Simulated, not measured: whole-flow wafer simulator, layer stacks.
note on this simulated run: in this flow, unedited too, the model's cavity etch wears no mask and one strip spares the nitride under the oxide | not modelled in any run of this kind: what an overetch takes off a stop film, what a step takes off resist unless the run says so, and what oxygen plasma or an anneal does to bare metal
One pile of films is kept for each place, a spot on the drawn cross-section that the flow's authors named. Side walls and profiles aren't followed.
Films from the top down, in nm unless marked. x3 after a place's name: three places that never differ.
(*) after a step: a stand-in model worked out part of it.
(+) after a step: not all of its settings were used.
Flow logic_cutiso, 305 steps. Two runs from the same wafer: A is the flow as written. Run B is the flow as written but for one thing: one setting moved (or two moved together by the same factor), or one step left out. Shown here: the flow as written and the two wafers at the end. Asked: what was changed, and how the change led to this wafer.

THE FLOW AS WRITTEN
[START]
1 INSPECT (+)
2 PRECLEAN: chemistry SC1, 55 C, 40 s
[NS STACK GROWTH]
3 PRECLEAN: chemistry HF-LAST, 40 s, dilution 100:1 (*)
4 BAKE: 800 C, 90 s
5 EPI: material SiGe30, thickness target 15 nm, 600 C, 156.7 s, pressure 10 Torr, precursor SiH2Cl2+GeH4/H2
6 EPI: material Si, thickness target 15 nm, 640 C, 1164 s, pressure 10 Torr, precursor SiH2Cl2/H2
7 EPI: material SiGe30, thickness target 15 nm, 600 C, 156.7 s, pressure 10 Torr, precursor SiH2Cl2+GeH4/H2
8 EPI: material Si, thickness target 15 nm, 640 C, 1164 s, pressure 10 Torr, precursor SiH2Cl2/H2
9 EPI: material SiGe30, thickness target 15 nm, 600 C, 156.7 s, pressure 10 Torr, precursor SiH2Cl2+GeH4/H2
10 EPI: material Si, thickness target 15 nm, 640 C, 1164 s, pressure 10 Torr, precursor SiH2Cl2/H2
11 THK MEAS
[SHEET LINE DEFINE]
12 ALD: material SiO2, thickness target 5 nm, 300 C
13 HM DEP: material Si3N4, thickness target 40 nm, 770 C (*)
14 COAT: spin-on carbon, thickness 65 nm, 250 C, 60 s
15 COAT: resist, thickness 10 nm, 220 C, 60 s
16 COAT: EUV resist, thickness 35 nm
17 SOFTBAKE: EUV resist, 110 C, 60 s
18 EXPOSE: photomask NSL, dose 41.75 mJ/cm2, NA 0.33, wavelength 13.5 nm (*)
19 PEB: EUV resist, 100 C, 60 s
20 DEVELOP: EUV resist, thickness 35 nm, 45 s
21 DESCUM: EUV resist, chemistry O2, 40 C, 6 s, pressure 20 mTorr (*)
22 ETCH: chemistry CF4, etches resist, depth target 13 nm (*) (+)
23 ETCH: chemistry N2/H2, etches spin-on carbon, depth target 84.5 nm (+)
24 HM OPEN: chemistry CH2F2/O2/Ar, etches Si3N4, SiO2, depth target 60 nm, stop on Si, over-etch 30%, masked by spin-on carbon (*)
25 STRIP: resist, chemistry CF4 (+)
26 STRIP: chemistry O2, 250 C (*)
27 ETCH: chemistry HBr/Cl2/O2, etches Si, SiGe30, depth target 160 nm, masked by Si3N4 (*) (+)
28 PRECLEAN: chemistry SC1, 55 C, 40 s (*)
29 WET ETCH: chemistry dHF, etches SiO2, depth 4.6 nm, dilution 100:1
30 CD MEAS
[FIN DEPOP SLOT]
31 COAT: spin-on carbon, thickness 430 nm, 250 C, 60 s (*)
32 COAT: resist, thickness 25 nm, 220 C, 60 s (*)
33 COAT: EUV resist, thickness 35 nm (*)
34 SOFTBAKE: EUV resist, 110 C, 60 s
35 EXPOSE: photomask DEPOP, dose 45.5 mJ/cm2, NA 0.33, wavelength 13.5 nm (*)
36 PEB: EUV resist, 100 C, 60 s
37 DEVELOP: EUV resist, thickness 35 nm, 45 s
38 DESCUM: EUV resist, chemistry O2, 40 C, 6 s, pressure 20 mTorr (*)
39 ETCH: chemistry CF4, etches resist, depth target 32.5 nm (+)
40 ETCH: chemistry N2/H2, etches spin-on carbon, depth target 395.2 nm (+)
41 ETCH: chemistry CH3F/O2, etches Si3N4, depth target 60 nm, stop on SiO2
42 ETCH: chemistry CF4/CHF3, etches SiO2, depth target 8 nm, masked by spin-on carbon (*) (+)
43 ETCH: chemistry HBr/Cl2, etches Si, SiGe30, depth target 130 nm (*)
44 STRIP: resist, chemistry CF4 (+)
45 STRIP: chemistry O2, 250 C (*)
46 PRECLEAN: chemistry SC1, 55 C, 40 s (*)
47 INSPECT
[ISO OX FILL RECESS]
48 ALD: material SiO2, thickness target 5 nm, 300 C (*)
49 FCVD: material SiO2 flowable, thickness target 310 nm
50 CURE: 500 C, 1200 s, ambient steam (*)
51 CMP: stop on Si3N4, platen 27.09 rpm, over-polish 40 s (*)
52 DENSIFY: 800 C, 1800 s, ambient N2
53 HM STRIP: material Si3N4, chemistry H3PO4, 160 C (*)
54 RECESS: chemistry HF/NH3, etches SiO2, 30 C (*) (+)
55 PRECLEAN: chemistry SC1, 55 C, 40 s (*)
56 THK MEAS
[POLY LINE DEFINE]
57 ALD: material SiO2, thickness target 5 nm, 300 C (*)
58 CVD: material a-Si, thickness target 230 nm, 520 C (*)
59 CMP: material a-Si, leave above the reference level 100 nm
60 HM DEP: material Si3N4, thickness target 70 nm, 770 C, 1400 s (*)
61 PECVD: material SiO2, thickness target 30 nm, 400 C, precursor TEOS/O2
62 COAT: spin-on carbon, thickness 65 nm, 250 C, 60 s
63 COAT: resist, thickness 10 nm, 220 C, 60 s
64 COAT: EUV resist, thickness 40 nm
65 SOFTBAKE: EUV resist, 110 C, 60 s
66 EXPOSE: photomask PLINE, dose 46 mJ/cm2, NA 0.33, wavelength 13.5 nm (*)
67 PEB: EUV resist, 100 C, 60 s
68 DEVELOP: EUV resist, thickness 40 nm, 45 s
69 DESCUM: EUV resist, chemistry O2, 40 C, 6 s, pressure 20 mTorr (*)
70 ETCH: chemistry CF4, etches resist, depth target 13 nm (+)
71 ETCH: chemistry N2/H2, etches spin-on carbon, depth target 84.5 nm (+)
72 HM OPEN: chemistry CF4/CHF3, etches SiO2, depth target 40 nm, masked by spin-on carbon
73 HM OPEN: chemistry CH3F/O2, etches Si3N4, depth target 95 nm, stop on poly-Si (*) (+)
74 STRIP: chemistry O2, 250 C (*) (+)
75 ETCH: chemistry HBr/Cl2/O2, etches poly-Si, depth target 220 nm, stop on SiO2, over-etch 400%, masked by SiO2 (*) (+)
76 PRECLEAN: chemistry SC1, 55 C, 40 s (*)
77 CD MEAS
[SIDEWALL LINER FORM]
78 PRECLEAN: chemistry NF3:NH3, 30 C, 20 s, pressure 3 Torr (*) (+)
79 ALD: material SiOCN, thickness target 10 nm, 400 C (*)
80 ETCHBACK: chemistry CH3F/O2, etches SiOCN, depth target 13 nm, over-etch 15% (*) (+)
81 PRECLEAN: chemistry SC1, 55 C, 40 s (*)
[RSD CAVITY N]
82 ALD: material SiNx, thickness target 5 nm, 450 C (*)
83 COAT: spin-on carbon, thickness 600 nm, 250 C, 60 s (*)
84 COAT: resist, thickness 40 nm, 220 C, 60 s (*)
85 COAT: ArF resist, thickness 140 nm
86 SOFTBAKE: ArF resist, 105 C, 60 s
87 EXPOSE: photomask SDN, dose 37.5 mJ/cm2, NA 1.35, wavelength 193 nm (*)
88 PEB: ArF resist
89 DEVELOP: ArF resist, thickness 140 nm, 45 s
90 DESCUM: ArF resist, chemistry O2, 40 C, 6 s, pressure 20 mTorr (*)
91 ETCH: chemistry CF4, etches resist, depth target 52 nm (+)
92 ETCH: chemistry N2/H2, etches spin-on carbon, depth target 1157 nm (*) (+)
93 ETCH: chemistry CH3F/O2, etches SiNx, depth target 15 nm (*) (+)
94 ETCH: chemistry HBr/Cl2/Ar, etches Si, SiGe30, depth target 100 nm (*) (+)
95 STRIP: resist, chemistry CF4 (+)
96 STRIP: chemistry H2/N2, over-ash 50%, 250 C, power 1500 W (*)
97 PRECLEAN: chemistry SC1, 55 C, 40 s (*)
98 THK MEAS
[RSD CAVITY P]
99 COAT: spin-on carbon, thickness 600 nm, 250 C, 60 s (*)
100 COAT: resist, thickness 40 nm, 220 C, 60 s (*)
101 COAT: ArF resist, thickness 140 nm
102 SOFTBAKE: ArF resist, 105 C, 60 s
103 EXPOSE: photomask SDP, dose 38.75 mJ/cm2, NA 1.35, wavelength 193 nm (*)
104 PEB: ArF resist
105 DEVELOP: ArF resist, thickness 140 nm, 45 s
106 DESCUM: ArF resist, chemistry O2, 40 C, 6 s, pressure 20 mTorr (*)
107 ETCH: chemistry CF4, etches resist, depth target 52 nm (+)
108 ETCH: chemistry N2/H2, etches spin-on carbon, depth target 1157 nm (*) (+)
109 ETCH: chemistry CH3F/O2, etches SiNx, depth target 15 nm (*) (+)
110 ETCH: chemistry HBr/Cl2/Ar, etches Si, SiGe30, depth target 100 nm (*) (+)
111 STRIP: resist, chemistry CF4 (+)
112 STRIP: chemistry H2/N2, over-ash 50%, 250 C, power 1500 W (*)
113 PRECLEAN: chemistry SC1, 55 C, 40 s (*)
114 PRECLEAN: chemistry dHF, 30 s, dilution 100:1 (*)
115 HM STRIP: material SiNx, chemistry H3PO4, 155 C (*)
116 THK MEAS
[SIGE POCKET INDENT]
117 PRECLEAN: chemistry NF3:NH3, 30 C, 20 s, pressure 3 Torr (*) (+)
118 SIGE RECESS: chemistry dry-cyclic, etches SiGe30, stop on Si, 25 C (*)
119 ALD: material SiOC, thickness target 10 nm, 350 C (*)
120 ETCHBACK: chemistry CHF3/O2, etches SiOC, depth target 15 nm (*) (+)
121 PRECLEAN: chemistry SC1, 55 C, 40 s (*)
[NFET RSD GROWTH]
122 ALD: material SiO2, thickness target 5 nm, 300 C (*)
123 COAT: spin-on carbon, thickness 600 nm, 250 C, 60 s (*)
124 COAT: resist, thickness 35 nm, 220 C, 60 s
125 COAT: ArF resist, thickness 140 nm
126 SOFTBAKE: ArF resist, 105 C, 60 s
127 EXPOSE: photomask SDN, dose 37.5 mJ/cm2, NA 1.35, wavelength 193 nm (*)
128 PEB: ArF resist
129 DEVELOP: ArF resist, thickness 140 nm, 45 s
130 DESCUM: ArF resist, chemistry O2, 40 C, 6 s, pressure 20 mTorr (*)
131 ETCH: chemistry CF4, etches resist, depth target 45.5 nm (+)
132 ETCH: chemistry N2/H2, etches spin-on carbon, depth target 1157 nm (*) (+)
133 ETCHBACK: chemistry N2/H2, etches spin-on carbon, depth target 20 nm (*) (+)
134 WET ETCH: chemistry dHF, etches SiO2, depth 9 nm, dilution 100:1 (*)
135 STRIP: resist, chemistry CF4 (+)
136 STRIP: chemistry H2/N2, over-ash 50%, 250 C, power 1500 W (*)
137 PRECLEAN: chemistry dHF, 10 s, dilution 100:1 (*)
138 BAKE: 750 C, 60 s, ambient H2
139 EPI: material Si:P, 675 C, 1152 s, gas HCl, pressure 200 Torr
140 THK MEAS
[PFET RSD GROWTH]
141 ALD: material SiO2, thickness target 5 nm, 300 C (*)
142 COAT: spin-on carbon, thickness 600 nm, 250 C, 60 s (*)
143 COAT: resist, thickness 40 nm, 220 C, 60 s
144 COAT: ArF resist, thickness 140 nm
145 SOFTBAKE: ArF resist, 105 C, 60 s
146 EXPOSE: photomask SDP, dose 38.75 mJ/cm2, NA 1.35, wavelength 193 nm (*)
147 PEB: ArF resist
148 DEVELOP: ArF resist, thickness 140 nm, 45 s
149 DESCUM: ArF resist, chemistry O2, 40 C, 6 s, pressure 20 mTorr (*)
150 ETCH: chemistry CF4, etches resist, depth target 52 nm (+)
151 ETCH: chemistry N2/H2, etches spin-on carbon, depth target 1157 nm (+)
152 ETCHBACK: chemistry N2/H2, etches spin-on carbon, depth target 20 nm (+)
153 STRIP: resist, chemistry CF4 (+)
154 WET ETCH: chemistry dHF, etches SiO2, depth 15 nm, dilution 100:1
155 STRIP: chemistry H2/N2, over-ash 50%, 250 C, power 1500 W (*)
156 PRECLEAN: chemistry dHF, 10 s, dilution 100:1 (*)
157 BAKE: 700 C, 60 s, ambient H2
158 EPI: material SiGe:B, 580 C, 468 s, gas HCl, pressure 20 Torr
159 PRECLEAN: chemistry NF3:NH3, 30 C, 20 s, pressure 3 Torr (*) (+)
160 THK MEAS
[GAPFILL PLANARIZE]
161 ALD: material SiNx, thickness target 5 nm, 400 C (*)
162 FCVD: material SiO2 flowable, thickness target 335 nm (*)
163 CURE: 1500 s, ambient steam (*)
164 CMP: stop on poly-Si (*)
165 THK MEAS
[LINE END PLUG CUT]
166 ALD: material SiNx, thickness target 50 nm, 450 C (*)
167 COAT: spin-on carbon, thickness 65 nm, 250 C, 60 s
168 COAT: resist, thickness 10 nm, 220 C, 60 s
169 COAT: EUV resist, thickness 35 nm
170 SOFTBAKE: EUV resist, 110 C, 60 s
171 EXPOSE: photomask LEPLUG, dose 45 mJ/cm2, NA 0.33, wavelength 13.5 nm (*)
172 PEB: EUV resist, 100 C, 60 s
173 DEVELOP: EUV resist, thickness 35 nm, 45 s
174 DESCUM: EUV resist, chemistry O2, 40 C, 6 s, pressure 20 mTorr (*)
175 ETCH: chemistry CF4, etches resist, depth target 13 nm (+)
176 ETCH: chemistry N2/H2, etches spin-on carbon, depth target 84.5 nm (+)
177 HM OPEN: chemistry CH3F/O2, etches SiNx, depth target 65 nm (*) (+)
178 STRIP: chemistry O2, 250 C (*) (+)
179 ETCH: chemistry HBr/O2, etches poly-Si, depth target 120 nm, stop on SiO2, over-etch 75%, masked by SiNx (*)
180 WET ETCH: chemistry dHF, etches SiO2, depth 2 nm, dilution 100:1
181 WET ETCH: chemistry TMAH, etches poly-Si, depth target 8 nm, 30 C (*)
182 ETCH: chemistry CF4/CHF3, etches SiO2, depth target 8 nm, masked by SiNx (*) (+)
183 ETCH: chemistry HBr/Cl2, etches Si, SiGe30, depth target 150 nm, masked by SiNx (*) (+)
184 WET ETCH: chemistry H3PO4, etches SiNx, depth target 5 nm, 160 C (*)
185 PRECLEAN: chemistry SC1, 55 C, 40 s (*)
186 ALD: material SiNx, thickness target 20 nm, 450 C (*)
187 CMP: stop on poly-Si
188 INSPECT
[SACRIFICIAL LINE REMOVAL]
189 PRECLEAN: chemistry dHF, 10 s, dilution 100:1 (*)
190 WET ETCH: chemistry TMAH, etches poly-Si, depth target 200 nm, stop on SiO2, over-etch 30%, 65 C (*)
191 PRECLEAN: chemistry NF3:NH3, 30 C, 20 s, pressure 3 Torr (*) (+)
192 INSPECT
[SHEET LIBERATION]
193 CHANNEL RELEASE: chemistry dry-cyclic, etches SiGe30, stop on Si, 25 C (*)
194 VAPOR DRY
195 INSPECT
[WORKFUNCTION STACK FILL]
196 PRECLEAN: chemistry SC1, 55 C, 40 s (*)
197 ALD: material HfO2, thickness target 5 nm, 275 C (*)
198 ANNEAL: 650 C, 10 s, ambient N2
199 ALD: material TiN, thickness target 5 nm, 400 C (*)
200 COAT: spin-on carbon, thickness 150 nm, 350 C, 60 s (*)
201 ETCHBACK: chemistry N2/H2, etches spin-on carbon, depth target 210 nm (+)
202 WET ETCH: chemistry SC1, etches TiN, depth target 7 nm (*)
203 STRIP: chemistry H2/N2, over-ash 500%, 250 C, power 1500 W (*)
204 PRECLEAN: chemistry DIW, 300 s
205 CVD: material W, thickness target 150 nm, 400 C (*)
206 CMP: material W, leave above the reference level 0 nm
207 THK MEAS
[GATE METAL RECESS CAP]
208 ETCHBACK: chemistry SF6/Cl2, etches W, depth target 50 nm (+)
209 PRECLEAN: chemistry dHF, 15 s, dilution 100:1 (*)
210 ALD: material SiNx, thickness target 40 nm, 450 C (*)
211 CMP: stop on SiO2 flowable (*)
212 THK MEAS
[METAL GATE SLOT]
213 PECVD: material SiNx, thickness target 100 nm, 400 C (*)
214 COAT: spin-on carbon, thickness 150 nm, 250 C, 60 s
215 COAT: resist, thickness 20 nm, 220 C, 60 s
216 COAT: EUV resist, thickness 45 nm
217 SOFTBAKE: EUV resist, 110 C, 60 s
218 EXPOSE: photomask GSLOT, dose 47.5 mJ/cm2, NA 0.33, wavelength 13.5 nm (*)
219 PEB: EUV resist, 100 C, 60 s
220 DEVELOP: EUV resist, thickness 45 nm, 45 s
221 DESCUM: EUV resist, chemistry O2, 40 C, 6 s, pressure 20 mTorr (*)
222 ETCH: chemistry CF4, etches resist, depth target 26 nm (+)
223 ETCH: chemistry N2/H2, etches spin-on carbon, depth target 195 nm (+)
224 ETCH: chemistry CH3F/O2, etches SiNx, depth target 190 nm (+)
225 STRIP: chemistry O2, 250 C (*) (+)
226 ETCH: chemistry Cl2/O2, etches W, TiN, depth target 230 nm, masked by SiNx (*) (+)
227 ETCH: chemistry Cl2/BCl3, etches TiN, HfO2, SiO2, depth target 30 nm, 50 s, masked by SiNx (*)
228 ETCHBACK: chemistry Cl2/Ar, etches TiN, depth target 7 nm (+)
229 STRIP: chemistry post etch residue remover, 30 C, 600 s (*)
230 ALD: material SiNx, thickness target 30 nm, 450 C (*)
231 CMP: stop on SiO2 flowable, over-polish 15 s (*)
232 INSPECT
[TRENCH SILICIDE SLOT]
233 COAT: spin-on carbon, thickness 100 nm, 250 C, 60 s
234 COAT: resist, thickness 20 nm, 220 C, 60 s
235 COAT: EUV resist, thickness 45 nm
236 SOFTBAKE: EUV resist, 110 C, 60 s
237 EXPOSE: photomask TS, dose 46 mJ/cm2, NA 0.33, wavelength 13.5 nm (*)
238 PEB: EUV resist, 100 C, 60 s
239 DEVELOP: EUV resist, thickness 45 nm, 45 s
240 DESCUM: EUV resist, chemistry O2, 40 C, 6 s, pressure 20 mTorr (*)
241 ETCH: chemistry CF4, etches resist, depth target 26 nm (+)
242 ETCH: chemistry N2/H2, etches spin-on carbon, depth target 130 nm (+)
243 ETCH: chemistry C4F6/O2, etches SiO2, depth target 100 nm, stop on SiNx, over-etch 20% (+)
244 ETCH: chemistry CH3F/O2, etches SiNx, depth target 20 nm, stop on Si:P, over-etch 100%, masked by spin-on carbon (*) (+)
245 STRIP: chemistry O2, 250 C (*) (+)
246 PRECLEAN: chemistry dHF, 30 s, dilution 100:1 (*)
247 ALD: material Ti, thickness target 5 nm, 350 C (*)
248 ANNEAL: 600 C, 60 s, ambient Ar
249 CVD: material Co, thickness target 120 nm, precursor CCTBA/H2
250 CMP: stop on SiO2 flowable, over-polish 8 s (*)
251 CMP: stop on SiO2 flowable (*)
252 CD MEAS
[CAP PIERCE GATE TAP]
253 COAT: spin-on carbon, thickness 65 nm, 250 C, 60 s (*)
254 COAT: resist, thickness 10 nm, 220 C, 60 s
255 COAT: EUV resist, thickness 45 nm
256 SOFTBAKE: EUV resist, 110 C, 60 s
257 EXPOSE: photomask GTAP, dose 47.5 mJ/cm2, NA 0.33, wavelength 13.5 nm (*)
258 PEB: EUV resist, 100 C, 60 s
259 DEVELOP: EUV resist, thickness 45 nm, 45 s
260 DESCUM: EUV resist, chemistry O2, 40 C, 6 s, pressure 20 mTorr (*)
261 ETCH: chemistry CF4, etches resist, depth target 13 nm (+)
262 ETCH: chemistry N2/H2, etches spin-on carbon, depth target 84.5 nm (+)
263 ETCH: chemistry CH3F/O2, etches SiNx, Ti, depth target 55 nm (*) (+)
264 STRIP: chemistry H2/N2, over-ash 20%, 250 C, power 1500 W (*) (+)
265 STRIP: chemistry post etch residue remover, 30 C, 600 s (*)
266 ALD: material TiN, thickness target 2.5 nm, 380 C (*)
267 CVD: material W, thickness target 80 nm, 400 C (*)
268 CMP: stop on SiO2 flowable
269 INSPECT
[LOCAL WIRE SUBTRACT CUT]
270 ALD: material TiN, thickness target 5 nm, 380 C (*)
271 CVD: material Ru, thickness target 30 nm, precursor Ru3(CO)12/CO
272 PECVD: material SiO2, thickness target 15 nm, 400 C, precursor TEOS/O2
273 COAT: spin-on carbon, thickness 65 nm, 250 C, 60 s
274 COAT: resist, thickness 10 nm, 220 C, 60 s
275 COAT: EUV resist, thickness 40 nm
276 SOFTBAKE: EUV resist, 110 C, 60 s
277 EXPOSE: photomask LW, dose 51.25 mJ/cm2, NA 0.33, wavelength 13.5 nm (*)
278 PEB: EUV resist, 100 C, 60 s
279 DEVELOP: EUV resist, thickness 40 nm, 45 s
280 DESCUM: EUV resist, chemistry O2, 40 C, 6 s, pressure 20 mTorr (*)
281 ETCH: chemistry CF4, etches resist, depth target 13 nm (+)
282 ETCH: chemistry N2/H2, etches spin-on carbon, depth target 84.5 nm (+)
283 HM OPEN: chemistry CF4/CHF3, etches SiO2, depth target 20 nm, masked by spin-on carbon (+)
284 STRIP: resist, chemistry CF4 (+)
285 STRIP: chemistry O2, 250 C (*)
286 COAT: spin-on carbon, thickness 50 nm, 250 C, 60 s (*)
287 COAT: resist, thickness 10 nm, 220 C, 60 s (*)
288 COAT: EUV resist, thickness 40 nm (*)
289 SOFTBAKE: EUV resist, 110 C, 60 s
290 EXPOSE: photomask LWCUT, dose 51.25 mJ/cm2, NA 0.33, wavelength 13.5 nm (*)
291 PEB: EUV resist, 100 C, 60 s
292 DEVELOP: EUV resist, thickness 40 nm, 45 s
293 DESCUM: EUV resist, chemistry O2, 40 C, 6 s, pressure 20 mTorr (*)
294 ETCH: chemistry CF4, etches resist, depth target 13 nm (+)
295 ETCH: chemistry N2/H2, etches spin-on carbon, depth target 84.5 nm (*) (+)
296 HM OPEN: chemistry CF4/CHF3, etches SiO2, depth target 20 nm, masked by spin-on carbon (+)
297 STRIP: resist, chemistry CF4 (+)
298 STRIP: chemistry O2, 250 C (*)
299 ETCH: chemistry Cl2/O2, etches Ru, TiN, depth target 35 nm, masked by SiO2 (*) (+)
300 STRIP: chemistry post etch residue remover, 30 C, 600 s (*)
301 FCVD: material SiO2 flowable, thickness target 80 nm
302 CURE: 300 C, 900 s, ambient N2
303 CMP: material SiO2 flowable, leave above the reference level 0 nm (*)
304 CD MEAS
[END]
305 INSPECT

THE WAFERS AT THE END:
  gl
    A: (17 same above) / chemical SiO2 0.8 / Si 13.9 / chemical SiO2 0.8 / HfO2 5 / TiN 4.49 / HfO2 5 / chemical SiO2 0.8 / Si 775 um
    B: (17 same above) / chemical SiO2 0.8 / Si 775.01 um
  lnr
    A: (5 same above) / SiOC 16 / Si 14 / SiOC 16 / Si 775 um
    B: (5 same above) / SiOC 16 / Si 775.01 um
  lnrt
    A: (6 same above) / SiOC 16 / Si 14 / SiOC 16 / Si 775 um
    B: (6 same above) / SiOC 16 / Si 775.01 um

The cause: step 5, EPI: material SiGe30, thickness target 15 nm, 600 C, 156.7 s, pressure 10 Torr, precursor SiH2Cl2+GeH4/H2, was left out.

How the change led to this, step by step:
  6 EPI: material Si, thickness target 15 nm, 640 C, 1164 s, pressure 10 Torr, precursor SiH2Cl2/H2
      depop, dpovl, gfld and 19 more: A Si +15 (new film) | B Si +15
  27 ETCH: chemistry HBr/Cl2/O2, etches Si, SiGe30, depth target 160 nm, masked by Si3N4 (*) (+)
      gfld, gxf, iso, lnri: A chemical SiO2 -0.79 (all of it), Si -11.4 (all of it), SiGe30 -15 (all of it), Si -15 (all of it), SiGe30 -15 (all of it), Si -15 (all of it), SiGe30 -15 (all of it), Si -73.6 | B chemical SiO2 -0.79 (all of it), Si -11.4 (all of it), SiGe30 -15 (all of it), Si -15 (all of it), SiGe30 -15 (all of it), Si -103.6
      dpovl, nsgap: A chemical SiO2 -0.79 (all of it), Si -11.8 (all of it), SiGe30 -15 (all of it), Si -15 (all of it), SiGe30 -15 (all of it), Si -15 (all of it), SiGe30 -15 (all of it), Si -73.2 | B chemical SiO2 -0.79 (all of it), Si -11.8 (all of it), SiGe30 -15 (all of it), Si -15 (all of it), SiGe30 -15 (all of it), Si -103.2
      (and at 1 more place)
  43 ETCH: chemistry HBr/Cl2, etches Si, SiGe30, depth target 130 nm (*)
      depop: A Si -14 (all of it), SiGe30 -15 (all of it), Si -15 (all of it), SiGe30 -15 (all of it), Si -15 (all of it), SiGe30 -15 (all of it), Si -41 | B Si -14 (all of it), SiGe30 -15 (all of it), Si -15 (all of it), SiGe30 -15 (all of it), Si -71
  94 ETCH: chemistry HBr/Cl2/Ar, etches Si, SiGe30, depth target 100 nm (*) (+)
      rsdn, rsdx: A chemical SiO2 -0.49 (all of it), Si -12.8 (all of it), SiGe30 -15 (all of it), Si -15 (all of it), SiGe30 -15 (all of it), Si -15 (all of it), SiGe30 -15 (all of it), Si -12.2 | B chemical SiO2 -0.49 (all of it), Si -12.8 (all of it), SiGe30 -15 (all of it), Si -15 (all of it), SiGe30 -15 (all of it), Si -42.2
  110 ETCH: chemistry HBr/Cl2/Ar, etches Si, SiGe30, depth target 100 nm (*) (+)
      rsdp, rsdw: A chemical SiO2 -0.49 (all of it), Si -12.8 (all of it), SiGe30 -15 (all of it), Si -15 (all of it), SiGe30 -15 (all of it), Si -15 (all of it), SiGe30 -15 (all of it), Si -12.2 | B chemical SiO2 -0.49 (all of it), Si -12.8 (all of it), SiGe30 -15 (all of it), Si -15 (all of it), SiGe30 -15 (all of it), Si -42.2
  118 SIGE RECESS: chemistry dry-cyclic, etches SiGe30, stop on Si, 25 C (*)
      lnr, lnrp, lnrt: A SiOCN -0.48, Si -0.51, cavity +16 (new film), SiGe30 -15 (all of it), Si -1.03, cavity +16 (new film), SiGe30 -15 (all of it), Si -1.03, cavity +16 (new film), SiGe30 -15 (all of it), Si -0.51 | B SiOCN -0.48, Si -0.51, cavity +16 (new film), SiGe30 -15 (all of it), Si -1.03, cavity +16 (new film), SiGe30 -15 (all of it), Si -0.51
  119 ALD: material SiOC, thickness target 10 nm, 350 C (*)
      lnr, lnrp, lnrt: A SiOC +10 (new film), SiOC +16 (new film), cavity -16 (all of it), SiOC +16 (new film), cavity -16 (all of it), SiOC +16 (new film), cavity -16 (all of it) | B SiOC +10 (new film), SiOC +16 (new film), cavity -16 (all of it), SiOC +16 (new film), cavity -16 (all of it)
  183 ETCH: chemistry HBr/Cl2, etches Si, SiGe30, depth target 150 nm, masked by SiNx (*) (+)
      plug: A Si -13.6 (all of it), SiGe30 -15 (all of it), Si -15 (all of it), SiGe30 -15 (all of it), Si -15 (all of it), SiGe30 -15 (all of it), Si -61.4 | B Si -13.6 (all of it), SiGe30 -15 (all of it), Si -15 (all of it), SiGe30 -15 (all of it), Si -91.4
  193 CHANNEL RELEASE: chemistry dry-cyclic, etches SiGe30, stop on Si, 25 C (*)
      gl, glp, gxn, gxp, ns, tap: A chemical SiO2 +0.8 (new film), Si -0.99, chemical SiO2 +0.8 (new film), cavity +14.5 (new film), chemical SiO2 +0.8 (new film), SiGe30 -15 (all of it), Si -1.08, chemical SiO2 +0.8 (new film), cavity +14.5 (new film), chemical SiO2 +0.8 (new film), SiGe30 -15 (all of it), Si -1.08, chemical SiO2 +0.8 (new film), cavity +14.5 (new film), chemical SiO2 +0.8 (new film), SiGe30 -15 (all of it), Si -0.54 | B chemical SiO2 +0.8 (new film), Si -0.99, chemical SiO2 +0.8 (new film), cavity +14.5 (new film), chemical SiO2 +0.8 (new film), SiGe30 -15 (all of it), Si -1.08, chemical SiO2 +0.8 (new film), cavity +14.5 (new film), chemical SiO2 +0.8 (new film), SiGe30 -15 (all of it), Si -0.54
  197 ALD: material HfO2, thickness target 5 nm, 275 C (*)
      gl, glp, gxn, gxp, ns, tap: A HfO2 +5 (new film), HfO2 +5 (new film), cavity -10, HfO2 +5 (new film), HfO2 +5 (new film), cavity -10, HfO2 +5 (new film), HfO2 +5 (new film), cavity -10, HfO2 +5 (new film) | B HfO2 +5 (new film), HfO2 +5 (new film), cavity -10, HfO2 +5 (new film), HfO2 +5 (new film), cavity -10, HfO2 +5 (new film)
  199 ALD: material TiN, thickness target 5 nm, 400 C (*)
      gl, glp, tap: A TiN +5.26 (new film), TiN +4.49 (new film), cavity -4.49 (all of it), TiN +4.49 (new film), cavity -4.49 (all of it), TiN +4.49 (new film), cavity -4.49 (all of it) | B TiN +5.26 (new film), TiN +4.49 (new film), cavity -4.49 (all of it), TiN +4.49 (new film), cavity -4.49 (all of it)
      gxn, gxp, ns: A TiN +5 (new film), TiN +4.49 (new film), cavity -4.49 (all of it), TiN +4.49 (new film), cavity -4.49 (all of it), TiN +4.49 (new film), cavity -4.49 (all of it) | B TiN +5 (new film), TiN +4.49 (new film), cavity -4.49 (all of it), TiN +4.49 (new film), cavity -4.49 (all of it)
Counting metal films that touch as one body, gl has 3 bodies (between them, from the top down: HfO2 5 / chemical SiO2 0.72 / Si 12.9 / chemical SiO2 0.8 / HfO2 5; HfO2 5 / chemical SiO2 0.8 / Si 13.9 / chemical SiO2 0.8 / HfO2 5); the flow as written gives 4 bodies (between them, from the top down: HfO2 5 / chemical SiO2 0.72 / Si 12.9 / chemical SiO2 0.8 / HfO2 5; HfO2 5 / chemical SiO2 0.8 / Si 13.9 / chemical SiO2 0.8 / HfO2 5; HfO2 5 / chemical SiO2 0.8 / Si 13.9 / chemical SiO2 0.8 / HfO2 5).
